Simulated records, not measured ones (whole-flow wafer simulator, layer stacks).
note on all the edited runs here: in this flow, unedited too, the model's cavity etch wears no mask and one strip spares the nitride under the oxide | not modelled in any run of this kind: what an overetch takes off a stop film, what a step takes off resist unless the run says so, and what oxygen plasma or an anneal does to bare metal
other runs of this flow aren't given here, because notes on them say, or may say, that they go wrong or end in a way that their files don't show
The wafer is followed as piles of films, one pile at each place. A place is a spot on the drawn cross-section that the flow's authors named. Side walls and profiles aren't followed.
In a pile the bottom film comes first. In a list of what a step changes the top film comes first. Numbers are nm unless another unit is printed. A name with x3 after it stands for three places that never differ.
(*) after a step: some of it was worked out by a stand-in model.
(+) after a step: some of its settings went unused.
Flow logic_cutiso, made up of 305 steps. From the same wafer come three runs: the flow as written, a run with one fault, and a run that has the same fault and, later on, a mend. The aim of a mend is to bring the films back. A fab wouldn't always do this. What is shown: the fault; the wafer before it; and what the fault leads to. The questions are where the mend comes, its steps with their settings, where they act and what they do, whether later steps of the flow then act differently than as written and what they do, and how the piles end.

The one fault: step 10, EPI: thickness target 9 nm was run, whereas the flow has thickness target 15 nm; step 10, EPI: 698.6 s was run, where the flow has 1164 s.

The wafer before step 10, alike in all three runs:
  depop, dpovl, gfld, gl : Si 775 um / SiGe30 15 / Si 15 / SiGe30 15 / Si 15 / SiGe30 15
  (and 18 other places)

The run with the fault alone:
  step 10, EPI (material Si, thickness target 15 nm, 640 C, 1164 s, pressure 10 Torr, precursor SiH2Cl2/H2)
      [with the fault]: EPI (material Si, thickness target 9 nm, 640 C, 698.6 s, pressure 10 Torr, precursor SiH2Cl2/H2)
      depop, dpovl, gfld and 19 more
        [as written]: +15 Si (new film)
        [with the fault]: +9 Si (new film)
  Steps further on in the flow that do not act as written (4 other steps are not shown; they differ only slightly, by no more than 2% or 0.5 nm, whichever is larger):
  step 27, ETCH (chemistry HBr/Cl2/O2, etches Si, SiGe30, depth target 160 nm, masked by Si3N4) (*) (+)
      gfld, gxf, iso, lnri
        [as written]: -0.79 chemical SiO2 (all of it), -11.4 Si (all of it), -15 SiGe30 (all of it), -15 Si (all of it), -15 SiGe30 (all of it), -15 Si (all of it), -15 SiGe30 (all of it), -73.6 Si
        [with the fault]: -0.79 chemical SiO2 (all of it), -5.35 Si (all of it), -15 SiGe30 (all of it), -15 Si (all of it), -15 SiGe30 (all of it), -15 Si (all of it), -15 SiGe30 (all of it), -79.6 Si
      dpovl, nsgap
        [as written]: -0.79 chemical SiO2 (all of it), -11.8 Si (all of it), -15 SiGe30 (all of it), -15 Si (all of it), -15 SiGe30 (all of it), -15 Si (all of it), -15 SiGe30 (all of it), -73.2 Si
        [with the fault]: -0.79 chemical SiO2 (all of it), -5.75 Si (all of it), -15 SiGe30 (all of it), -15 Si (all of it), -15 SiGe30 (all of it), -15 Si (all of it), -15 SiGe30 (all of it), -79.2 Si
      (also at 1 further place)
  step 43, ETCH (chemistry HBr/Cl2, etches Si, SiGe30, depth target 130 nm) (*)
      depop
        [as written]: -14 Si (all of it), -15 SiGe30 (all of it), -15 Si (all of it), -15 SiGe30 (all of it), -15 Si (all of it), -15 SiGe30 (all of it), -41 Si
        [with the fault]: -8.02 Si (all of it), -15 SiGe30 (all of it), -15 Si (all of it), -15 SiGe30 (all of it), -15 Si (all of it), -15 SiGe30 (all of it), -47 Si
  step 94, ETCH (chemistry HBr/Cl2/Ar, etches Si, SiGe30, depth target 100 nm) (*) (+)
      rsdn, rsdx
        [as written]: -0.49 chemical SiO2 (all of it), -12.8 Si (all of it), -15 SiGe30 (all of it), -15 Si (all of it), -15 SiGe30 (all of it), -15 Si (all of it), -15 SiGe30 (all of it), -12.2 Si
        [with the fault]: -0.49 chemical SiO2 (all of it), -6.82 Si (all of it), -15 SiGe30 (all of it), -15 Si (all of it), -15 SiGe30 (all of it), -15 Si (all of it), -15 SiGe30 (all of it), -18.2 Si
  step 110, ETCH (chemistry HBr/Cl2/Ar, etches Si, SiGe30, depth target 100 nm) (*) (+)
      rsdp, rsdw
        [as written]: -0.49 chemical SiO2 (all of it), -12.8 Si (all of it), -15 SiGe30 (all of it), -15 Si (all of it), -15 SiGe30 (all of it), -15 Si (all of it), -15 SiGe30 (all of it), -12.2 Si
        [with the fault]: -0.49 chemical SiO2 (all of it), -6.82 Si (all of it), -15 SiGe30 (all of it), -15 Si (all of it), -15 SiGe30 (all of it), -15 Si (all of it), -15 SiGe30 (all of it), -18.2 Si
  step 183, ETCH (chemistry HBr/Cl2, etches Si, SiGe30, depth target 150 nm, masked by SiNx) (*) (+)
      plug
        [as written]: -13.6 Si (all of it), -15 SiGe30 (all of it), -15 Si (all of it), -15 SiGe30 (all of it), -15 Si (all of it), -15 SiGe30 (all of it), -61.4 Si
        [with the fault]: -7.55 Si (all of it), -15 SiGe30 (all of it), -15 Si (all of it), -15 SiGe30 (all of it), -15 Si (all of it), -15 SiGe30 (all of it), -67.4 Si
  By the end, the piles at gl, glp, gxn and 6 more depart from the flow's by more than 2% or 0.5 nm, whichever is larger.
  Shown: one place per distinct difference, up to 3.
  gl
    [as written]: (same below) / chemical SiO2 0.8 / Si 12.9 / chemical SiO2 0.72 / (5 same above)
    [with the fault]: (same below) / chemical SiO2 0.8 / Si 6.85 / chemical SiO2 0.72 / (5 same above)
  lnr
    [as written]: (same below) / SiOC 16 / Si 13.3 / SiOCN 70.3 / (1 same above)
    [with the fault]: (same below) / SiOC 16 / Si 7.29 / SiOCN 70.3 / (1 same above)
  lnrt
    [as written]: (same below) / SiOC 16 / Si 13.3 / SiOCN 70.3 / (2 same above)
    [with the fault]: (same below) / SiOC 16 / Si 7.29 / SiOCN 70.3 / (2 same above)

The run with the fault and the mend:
  The mend follows step 11.
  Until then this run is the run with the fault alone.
  step 11a, EPI (material Si, thickness target 6 nm, 640 C, 465.8 s, pressure 10 Torr, precursor SiH2Cl2/H2) (a further turn of the flow's step 10, with different settings)
      depop, dpovl, gfld and 19 more
        +6 Si
  Later steps of the flow that are run all act as written at every place that is followed.
  At every place that both follow, the piles at the end match the flow's.
